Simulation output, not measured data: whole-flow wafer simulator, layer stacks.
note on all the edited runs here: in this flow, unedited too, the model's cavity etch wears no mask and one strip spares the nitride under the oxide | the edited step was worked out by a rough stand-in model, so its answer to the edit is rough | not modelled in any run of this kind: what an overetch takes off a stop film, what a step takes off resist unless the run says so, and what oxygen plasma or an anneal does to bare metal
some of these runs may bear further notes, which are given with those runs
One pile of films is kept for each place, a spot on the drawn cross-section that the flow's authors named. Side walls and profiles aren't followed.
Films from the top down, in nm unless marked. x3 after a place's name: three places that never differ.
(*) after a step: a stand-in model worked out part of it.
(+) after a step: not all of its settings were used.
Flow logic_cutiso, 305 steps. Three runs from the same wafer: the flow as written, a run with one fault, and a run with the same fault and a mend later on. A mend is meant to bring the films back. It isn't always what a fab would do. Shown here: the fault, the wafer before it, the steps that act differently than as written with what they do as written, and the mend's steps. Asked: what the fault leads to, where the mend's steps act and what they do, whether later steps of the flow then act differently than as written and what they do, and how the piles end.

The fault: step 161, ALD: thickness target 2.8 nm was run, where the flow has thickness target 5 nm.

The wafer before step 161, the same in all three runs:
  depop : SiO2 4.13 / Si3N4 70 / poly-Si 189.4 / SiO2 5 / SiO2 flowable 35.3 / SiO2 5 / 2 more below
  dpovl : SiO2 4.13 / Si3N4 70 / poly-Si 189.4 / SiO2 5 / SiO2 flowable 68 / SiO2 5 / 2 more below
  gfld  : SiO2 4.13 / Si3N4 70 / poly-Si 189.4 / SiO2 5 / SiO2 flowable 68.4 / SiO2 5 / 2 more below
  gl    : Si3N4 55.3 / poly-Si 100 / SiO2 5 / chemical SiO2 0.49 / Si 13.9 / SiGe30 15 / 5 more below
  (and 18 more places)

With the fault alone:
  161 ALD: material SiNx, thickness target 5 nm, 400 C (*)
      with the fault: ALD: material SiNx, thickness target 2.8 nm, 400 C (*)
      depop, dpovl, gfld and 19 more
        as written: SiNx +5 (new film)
        with the fault: SiNx +2.8 (new film)
  Later steps of the flow that act differently than as written (22 more steps differ only slightly, by at most 2% or 0.5 nm, whichever is larger, and aren't shown):
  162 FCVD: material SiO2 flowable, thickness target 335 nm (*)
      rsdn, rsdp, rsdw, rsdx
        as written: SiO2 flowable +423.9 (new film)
        with the fault: SiO2 flowable +414.7 (new film)
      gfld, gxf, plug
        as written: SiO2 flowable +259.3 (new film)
        with the fault: SiO2 flowable +250 (new film)
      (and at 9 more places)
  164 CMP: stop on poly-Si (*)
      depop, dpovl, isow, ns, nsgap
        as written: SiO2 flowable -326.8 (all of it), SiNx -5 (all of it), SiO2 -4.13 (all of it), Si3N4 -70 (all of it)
        with the fault: SiO2 flowable -326.8 (all of it), SiNx -2.8 (all of it), SiO2 -4.13 (all of it), Si3N4 -70 (all of it)
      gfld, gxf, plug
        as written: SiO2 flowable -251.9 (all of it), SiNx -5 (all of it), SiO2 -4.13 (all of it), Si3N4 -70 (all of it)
        with the fault: SiO2 flowable -242.8 (all of it), SiNx -2.8 (all of it), SiO2 -4.13 (all of it), Si3N4 -70 (all of it)
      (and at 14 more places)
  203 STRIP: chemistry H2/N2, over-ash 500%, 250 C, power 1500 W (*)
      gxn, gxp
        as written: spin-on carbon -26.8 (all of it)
        with the fault: spin-on carbon -26.2 (all of it)
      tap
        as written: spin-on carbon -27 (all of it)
        with the fault: spin-on carbon -26.4 (all of it)
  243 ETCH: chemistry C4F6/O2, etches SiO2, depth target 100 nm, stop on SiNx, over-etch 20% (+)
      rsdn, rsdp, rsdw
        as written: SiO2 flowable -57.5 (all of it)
        with the fault: SiO2 flowable -59.8 (all of it)
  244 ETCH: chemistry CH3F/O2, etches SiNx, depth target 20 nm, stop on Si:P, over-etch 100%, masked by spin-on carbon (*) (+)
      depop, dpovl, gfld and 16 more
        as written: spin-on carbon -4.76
        with the fault: spin-on carbon -2.67
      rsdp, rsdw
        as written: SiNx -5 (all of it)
        with the fault: SiNx -2.8 (all of it)
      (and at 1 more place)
  At the end the piles differ from the flow's by more than 2% or 0.5 nm, whichever is larger, at iso, rsdx.
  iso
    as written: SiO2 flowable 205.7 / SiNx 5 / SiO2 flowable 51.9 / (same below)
    with the fault: SiO2 flowable 208 / SiNx 2.8 / SiO2 flowable 51.9 / (same below)
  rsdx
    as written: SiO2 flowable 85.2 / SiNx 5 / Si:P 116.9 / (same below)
    with the fault: SiO2 flowable 87.5 / SiNx 2.8 / Si:P 116.9 / (same below)

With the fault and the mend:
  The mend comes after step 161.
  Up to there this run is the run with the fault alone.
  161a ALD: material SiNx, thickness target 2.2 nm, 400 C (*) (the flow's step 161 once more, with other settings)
      depop, dpovl, gfld and 19 more
        SiNx +2.2
  No later step of the flow acts differently than as written, at any place that is followed, by more than 2% or 0.5 nm, whichever is larger.
  At the end the piles are the same as the flow's at every place that both follow.
